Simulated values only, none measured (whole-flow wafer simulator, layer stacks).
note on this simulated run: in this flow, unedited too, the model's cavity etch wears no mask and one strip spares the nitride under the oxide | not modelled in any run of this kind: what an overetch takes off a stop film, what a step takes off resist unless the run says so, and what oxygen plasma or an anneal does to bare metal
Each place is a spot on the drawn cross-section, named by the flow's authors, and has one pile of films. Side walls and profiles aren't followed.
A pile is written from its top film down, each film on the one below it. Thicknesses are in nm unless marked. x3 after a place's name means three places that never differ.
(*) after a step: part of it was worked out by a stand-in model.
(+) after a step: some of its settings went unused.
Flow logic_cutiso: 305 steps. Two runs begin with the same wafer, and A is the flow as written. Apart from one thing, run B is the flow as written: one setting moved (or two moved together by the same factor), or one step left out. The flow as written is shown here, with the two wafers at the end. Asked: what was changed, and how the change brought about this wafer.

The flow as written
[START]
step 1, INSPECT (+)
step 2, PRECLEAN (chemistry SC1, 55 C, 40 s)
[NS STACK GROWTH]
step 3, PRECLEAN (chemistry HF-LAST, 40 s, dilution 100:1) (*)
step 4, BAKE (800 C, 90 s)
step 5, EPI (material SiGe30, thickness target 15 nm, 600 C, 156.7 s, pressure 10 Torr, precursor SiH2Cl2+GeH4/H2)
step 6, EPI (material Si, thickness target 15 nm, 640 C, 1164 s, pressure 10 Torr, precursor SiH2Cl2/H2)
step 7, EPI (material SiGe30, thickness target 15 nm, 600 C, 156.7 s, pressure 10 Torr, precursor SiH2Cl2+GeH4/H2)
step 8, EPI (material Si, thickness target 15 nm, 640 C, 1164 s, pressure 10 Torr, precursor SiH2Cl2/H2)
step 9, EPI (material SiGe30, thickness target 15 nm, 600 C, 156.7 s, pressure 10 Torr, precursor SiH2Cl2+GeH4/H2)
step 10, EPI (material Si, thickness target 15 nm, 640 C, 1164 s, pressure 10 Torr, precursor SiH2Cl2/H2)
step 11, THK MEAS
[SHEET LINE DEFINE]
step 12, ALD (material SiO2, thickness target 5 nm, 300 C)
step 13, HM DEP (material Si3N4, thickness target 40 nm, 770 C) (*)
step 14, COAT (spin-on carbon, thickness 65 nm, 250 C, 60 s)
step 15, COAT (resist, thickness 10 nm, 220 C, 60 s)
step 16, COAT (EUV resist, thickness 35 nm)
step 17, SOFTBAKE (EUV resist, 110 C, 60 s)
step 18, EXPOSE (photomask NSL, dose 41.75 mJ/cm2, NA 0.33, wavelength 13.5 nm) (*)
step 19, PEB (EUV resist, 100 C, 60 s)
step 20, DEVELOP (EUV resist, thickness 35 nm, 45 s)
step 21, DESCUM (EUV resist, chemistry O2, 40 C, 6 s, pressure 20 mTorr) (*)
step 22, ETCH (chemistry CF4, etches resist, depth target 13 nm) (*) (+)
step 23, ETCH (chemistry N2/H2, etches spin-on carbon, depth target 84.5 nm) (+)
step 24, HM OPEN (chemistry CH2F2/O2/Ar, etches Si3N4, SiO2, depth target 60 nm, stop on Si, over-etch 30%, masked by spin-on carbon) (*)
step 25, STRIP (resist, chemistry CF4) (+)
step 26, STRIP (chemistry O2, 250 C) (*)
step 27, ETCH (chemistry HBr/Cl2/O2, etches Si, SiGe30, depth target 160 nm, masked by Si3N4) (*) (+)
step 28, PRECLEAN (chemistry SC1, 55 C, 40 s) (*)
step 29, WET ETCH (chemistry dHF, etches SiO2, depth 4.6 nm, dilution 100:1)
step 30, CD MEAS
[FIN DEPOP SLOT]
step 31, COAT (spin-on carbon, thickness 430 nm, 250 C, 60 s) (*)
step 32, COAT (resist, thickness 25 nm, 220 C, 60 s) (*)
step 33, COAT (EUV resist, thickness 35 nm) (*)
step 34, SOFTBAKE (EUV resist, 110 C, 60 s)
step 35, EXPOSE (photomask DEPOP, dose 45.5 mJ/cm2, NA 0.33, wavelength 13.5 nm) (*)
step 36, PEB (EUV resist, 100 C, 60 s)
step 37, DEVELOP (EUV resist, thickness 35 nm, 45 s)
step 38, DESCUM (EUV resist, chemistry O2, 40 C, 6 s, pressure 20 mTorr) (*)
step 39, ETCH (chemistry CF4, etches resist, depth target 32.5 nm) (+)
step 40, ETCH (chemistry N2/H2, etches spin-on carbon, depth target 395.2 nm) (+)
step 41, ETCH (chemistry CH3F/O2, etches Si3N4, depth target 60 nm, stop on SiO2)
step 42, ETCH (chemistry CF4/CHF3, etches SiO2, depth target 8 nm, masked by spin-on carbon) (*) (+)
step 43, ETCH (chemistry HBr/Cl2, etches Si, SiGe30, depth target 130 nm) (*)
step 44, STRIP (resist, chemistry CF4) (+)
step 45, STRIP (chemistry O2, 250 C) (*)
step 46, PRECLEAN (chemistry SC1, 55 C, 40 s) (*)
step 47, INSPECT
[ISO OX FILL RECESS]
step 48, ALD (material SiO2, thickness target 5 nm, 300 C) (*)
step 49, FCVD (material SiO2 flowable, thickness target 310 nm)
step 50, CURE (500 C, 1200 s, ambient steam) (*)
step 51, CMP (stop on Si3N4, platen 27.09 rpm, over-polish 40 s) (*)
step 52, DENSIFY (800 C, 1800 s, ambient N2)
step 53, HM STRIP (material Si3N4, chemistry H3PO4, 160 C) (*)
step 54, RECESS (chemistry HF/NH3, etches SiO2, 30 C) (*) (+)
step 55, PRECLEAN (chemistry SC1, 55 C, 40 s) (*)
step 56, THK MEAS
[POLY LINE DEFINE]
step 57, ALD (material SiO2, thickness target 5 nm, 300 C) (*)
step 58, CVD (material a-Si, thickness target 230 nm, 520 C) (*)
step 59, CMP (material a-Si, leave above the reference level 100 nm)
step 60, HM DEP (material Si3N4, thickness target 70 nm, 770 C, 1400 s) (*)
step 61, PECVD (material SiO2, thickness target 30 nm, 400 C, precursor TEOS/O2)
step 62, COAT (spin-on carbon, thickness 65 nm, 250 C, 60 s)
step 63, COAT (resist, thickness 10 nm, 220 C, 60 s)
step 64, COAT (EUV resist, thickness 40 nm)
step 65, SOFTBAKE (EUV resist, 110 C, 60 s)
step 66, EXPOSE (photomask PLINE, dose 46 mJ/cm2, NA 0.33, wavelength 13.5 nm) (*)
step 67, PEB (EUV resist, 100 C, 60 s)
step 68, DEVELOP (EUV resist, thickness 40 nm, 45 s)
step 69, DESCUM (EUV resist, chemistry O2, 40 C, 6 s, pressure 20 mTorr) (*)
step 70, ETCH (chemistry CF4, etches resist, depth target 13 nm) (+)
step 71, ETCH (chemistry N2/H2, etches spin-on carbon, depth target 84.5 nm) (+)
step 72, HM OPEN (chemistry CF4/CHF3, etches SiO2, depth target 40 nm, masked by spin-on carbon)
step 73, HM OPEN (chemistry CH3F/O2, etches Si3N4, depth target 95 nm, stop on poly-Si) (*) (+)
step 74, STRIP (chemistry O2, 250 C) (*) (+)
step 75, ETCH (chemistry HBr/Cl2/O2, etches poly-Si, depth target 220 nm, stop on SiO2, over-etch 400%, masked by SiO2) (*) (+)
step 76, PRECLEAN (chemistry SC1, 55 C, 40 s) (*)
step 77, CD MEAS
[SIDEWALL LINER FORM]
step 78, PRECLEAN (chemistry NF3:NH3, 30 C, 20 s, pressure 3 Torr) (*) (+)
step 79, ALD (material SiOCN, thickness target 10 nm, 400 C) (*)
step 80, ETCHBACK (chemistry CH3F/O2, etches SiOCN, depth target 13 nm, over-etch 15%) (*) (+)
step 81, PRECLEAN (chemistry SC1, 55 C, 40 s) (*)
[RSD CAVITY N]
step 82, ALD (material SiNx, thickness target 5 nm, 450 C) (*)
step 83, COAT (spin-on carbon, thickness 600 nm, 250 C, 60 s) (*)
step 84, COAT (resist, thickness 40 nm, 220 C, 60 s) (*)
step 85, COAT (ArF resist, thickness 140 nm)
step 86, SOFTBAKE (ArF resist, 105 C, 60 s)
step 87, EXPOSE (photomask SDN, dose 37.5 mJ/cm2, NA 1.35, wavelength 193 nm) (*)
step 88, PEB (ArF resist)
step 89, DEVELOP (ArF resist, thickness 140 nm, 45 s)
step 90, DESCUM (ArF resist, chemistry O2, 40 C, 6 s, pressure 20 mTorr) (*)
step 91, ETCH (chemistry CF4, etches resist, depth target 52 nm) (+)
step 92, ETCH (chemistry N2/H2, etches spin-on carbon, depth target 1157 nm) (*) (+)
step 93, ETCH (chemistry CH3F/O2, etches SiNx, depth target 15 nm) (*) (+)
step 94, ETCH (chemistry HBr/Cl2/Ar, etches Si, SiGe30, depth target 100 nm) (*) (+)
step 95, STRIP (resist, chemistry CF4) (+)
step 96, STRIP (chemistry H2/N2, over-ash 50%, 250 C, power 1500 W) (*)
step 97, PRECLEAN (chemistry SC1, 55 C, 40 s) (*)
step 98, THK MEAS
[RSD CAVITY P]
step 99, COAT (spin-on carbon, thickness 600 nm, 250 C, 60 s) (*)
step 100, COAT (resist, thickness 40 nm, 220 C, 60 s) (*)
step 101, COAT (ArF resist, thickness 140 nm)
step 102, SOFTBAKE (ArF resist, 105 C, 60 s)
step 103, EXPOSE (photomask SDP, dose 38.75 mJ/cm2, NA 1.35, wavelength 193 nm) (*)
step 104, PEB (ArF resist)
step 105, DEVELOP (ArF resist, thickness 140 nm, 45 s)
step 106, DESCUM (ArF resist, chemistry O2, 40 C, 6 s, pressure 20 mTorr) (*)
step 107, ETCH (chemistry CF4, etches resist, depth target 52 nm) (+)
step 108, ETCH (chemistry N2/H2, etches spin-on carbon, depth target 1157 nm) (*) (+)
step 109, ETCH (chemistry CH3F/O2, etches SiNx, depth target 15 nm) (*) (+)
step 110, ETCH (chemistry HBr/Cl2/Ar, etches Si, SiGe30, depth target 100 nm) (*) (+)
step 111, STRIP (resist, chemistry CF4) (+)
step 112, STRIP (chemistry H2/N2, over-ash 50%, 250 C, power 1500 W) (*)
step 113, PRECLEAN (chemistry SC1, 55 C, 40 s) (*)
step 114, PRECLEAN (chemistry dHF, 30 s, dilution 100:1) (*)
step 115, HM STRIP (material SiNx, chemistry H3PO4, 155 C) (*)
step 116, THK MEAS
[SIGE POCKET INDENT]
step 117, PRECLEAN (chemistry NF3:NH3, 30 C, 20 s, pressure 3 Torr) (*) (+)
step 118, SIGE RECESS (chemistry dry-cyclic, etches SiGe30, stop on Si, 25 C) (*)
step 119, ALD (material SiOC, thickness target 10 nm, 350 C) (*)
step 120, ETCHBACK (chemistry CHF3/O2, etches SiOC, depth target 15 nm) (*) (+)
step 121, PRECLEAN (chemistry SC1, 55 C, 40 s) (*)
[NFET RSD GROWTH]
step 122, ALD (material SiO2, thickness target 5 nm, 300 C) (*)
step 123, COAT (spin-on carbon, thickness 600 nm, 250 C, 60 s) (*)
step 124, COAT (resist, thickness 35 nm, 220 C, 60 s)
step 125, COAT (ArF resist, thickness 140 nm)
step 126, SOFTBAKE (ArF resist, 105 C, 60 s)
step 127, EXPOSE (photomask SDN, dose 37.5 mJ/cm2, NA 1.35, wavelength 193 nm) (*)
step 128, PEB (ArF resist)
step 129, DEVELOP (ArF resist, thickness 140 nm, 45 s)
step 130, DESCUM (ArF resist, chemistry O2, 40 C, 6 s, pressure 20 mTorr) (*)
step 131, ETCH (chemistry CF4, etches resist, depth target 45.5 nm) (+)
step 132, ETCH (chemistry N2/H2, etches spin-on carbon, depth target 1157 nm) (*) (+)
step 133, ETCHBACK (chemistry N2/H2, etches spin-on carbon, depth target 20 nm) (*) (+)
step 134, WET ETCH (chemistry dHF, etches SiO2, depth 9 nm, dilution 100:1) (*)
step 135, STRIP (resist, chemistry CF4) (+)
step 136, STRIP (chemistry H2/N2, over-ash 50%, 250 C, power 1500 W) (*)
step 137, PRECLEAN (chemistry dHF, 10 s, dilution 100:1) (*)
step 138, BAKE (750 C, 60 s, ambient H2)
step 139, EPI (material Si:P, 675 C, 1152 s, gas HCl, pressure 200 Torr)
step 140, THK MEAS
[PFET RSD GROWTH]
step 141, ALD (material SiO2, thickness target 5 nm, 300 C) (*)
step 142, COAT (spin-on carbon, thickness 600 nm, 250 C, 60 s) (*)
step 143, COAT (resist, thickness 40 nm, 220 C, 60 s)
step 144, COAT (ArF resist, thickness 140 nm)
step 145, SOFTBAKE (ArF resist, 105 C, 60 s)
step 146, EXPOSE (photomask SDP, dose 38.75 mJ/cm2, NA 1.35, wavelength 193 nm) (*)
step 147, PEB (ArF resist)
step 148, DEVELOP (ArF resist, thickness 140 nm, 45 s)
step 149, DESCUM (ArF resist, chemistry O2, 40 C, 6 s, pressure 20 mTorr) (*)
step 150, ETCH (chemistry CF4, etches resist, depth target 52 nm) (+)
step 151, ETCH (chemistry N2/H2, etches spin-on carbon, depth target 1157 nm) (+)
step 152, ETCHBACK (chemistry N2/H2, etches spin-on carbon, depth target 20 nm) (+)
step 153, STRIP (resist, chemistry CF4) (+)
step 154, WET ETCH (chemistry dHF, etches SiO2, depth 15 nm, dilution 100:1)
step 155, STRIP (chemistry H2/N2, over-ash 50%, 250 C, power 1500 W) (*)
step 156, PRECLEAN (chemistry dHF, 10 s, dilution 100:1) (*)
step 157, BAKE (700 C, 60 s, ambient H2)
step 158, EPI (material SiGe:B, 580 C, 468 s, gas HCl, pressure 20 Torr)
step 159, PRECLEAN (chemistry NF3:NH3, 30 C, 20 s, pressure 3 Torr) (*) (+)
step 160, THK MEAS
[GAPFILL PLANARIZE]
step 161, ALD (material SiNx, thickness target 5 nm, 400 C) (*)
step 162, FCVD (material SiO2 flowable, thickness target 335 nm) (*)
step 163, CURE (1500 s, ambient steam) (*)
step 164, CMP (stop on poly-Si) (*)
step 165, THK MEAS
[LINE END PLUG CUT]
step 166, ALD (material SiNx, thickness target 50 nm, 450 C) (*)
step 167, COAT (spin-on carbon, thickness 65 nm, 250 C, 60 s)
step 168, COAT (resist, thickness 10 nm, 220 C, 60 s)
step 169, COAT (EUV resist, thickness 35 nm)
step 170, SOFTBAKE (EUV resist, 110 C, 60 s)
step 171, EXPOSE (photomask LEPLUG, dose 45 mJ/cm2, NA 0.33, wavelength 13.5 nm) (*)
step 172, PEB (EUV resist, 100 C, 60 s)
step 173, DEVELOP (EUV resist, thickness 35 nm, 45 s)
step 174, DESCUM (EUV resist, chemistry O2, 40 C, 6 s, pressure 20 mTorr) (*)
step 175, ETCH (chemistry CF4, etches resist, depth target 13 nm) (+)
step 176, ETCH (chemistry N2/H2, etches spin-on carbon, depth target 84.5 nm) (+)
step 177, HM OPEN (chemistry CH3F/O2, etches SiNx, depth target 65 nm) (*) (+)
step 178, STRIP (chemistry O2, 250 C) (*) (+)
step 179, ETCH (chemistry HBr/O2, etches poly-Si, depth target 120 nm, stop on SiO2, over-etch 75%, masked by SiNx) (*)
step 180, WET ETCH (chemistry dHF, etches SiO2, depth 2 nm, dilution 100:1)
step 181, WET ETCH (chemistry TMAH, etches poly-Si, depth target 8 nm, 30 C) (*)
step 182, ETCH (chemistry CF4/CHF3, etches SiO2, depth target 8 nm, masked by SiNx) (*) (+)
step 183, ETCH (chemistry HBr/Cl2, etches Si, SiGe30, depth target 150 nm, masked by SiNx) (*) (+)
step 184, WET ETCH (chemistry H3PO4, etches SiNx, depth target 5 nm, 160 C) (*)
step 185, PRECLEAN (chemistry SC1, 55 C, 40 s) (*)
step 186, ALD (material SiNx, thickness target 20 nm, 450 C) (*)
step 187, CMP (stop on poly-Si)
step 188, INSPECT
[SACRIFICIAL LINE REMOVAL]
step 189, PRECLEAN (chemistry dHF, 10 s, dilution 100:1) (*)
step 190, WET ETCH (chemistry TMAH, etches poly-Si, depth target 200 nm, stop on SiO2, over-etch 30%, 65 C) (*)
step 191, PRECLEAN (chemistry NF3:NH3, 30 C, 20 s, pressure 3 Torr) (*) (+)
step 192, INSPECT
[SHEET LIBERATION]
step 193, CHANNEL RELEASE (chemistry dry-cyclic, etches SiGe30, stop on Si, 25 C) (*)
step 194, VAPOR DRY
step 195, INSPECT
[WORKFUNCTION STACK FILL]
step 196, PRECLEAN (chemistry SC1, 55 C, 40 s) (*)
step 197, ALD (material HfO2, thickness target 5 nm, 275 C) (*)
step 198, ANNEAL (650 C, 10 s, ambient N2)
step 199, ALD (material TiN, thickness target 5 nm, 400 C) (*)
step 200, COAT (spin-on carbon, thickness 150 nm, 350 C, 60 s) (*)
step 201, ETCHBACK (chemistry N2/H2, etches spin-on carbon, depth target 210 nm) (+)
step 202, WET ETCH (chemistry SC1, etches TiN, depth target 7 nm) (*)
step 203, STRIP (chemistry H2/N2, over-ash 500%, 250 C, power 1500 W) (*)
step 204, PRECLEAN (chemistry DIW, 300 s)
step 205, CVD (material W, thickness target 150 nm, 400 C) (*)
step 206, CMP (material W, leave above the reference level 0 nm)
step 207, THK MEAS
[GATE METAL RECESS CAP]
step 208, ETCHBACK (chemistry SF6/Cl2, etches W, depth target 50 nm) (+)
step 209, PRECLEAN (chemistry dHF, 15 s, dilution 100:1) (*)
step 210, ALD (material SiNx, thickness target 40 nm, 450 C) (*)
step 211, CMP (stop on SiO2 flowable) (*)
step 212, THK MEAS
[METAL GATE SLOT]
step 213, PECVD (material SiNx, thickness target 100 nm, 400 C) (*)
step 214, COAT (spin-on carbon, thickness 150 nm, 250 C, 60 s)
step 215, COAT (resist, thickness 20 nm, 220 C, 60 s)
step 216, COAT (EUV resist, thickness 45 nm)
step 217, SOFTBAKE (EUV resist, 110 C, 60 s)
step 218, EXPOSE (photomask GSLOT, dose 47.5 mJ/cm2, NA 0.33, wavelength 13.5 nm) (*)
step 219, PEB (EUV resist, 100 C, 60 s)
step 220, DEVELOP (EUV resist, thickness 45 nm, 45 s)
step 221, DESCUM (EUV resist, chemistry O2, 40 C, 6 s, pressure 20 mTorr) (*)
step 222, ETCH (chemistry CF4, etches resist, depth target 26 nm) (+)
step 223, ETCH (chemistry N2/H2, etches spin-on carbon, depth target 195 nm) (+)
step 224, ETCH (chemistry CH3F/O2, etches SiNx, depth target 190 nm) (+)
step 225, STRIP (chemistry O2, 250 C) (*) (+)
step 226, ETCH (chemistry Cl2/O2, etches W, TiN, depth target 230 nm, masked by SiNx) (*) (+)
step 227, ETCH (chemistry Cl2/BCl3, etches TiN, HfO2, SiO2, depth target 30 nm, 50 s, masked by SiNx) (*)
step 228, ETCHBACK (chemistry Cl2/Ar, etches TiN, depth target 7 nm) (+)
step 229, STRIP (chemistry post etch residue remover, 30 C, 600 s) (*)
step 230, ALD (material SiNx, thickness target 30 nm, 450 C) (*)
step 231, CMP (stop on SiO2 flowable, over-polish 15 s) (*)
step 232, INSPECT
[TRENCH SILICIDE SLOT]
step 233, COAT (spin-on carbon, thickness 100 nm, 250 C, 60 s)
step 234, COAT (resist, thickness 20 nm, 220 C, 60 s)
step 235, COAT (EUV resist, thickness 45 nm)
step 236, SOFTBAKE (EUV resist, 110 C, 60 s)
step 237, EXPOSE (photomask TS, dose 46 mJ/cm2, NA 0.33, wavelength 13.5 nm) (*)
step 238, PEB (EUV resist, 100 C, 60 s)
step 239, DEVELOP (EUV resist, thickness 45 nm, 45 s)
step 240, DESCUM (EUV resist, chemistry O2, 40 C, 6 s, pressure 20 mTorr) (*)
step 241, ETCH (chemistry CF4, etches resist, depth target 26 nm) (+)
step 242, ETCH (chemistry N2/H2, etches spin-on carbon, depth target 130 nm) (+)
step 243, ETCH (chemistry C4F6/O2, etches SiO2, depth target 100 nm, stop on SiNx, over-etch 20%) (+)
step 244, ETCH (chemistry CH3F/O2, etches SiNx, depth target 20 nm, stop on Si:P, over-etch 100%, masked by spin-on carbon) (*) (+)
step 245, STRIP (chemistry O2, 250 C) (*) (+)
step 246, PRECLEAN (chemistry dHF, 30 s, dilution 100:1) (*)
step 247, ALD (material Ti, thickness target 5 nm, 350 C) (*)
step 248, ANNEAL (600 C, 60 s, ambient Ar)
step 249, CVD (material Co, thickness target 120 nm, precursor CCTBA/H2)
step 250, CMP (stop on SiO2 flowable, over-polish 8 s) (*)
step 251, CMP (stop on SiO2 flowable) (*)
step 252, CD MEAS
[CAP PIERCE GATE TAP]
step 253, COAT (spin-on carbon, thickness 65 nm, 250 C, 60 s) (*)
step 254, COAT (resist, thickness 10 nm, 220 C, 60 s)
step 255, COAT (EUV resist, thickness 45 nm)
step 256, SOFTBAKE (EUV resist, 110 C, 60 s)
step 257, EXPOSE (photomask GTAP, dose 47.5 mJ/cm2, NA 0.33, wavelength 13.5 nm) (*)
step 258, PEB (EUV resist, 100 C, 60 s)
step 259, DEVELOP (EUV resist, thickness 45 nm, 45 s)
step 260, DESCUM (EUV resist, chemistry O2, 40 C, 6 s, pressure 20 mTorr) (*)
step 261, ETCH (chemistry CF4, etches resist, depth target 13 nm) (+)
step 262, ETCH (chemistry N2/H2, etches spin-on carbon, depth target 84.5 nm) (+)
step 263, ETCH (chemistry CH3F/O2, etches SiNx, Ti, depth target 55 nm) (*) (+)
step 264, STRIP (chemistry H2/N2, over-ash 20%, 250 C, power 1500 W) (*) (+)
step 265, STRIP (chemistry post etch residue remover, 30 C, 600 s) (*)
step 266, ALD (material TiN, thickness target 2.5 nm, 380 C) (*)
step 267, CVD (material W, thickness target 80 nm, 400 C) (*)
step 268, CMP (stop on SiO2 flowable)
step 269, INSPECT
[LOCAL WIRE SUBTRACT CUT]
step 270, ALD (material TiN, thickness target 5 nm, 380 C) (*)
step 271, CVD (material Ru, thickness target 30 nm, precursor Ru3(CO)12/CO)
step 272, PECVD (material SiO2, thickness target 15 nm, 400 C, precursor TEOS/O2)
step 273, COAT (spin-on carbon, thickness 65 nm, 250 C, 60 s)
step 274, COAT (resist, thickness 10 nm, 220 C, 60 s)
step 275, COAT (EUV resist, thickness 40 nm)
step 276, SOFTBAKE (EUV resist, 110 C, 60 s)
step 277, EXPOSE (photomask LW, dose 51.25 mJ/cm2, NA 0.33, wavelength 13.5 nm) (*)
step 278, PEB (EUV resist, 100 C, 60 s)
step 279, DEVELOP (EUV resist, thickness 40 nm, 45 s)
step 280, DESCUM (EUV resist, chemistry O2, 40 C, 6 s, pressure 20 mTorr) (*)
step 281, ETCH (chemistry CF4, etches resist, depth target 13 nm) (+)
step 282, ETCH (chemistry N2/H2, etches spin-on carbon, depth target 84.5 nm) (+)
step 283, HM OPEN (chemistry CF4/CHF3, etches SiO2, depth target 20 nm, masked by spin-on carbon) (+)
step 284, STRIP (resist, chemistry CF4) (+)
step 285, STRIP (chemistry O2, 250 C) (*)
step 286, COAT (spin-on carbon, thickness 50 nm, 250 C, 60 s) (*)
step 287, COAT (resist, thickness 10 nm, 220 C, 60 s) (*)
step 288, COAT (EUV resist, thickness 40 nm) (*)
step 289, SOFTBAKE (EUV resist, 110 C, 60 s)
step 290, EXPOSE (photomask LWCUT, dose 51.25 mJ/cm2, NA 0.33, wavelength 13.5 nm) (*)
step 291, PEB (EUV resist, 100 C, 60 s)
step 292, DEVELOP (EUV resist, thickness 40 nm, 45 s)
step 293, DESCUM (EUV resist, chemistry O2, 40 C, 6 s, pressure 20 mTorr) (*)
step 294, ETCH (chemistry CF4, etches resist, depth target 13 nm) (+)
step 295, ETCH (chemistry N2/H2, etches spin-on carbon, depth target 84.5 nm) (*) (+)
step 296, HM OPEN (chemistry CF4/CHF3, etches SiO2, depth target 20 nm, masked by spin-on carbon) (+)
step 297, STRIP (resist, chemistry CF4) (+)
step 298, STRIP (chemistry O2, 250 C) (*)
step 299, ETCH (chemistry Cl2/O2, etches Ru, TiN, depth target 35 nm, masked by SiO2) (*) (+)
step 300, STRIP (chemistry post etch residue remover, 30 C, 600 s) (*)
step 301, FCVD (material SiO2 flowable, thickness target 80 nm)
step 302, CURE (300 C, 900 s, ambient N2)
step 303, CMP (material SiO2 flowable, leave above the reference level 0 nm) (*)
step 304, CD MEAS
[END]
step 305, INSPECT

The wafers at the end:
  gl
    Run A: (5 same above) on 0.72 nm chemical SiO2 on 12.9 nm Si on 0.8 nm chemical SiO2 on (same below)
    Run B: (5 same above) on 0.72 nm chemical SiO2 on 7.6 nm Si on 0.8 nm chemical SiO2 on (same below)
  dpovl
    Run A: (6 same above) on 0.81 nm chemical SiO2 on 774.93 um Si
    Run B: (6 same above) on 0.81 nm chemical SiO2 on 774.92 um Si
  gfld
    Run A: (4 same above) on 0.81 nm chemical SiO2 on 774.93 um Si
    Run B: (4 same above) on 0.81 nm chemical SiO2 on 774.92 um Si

Cause: step 10, EPI: 756.9 s was run, though the flow has 1164 s.

How this came from the change, step by step:
  step 10, EPI (material Si, thickness target 15 nm, 640 C, 1164 s, pressure 10 Torr, precursor SiH2Cl2/H2)
      depop, dpovl, gfld and 19 more: A Si gains 15 (new film) | B Si gains 9.75 (new film)
  step 27, ETCH (chemistry HBr/Cl2/O2, etches Si, SiGe30, depth target 160 nm, masked by Si3N4) (*) (+)
      gfld, gxf, iso, lnri: A chemical SiO2 loses 0.79 (all of it), Si loses 11.4 (all of it), SiGe30 loses 15 (all of it), Si loses 15 (all of it), SiGe30 loses 15 (all of it), Si loses 15 (all of it), SiGe30 loses 15 (all of it), Si loses 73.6 | B chemical SiO2 loses 0.79 (all of it), Si loses 6.1 (all of it), SiGe30 loses 15 (all of it), Si loses 15 (all of it), SiGe30 loses 15 (all of it), Si loses 15 (all of it), SiGe30 loses 15 (all of it), Si loses 78.9
      dpovl, nsgap: A chemical SiO2 loses 0.79 (all of it), Si loses 11.8 (all of it), SiGe30 loses 15 (all of it), Si loses 15 (all of it), SiGe30 loses 15 (all of it), Si loses 15 (all of it), SiGe30 loses 15 (all of it), Si loses 73.2 | B chemical SiO2 loses 0.79 (all of it), Si loses 6.5 (all of it), SiGe30 loses 15 (all of it), Si loses 15 (all of it), SiGe30 loses 15 (all of it), Si loses 15 (all of it), SiGe30 loses 15 (all of it), Si loses 78.5
      (and at 1 other place as well)
  step 43, ETCH (chemistry HBr/Cl2, etches Si, SiGe30, depth target 130 nm) (*)
      depop: A Si loses 14 (all of it), SiGe30 loses 15 (all of it), Si loses 15 (all of it), SiGe30 loses 15 (all of it), Si loses 15 (all of it), SiGe30 loses 15 (all of it), Si loses 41 | B Si loses 8.77 (all of it), SiGe30 loses 15 (all of it), Si loses 15 (all of it), SiGe30 loses 15 (all of it), Si loses 15 (all of it), SiGe30 loses 15 (all of it), Si loses 46.2
  step 94, ETCH (chemistry HBr/Cl2/Ar, etches Si, SiGe30, depth target 100 nm) (*) (+)
      rsdn, rsdx: A chemical SiO2 loses 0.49 (all of it), Si loses 12.8 (all of it), SiGe30 loses 15 (all of it), Si loses 15 (all of it), SiGe30 loses 15 (all of it), Si loses 15 (all of it), SiGe30 loses 15 (all of it), Si loses 12.2 | B chemical SiO2 loses 0.49 (all of it), Si loses 7.57 (all of it), SiGe30 loses 15 (all of it), Si loses 15 (all of it), SiGe30 loses 15 (all of it), Si loses 15 (all of it), SiGe30 loses 15 (all of it), Si loses 17.4
  step 110, ETCH (chemistry HBr/Cl2/Ar, etches Si, SiGe30, depth target 100 nm) (*) (+)
      rsdp, rsdw: A chemical SiO2 loses 0.49 (all of it), Si loses 12.8 (all of it), SiGe30 loses 15 (all of it), Si loses 15 (all of it), SiGe30 loses 15 (all of it), Si loses 15 (all of it), SiGe30 loses 15 (all of it), Si loses 12.2 | B chemical SiO2 loses 0.49 (all of it), Si loses 7.57 (all of it), SiGe30 loses 15 (all of it), Si loses 15 (all of it), SiGe30 loses 15 (all of it), Si loses 15 (all of it), SiGe30 loses 15 (all of it), Si loses 17.4
  step 183, ETCH (chemistry HBr/Cl2, etches Si, SiGe30, depth target 150 nm, masked by SiNx) (*) (+)
      plug: A Si loses 13.6 (all of it), SiGe30 loses 15 (all of it), Si loses 15 (all of it), SiGe30 loses 15 (all of it), Si loses 15 (all of it), SiGe30 loses 15 (all of it), Si loses 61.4 | B Si loses 8.3 (all of it), SiGe30 loses 15 (all of it), Si loses 15 (all of it), SiGe30 loses 15 (all of it), Si loses 15 (all of it), SiGe30 loses 15 (all of it), Si loses 66.7
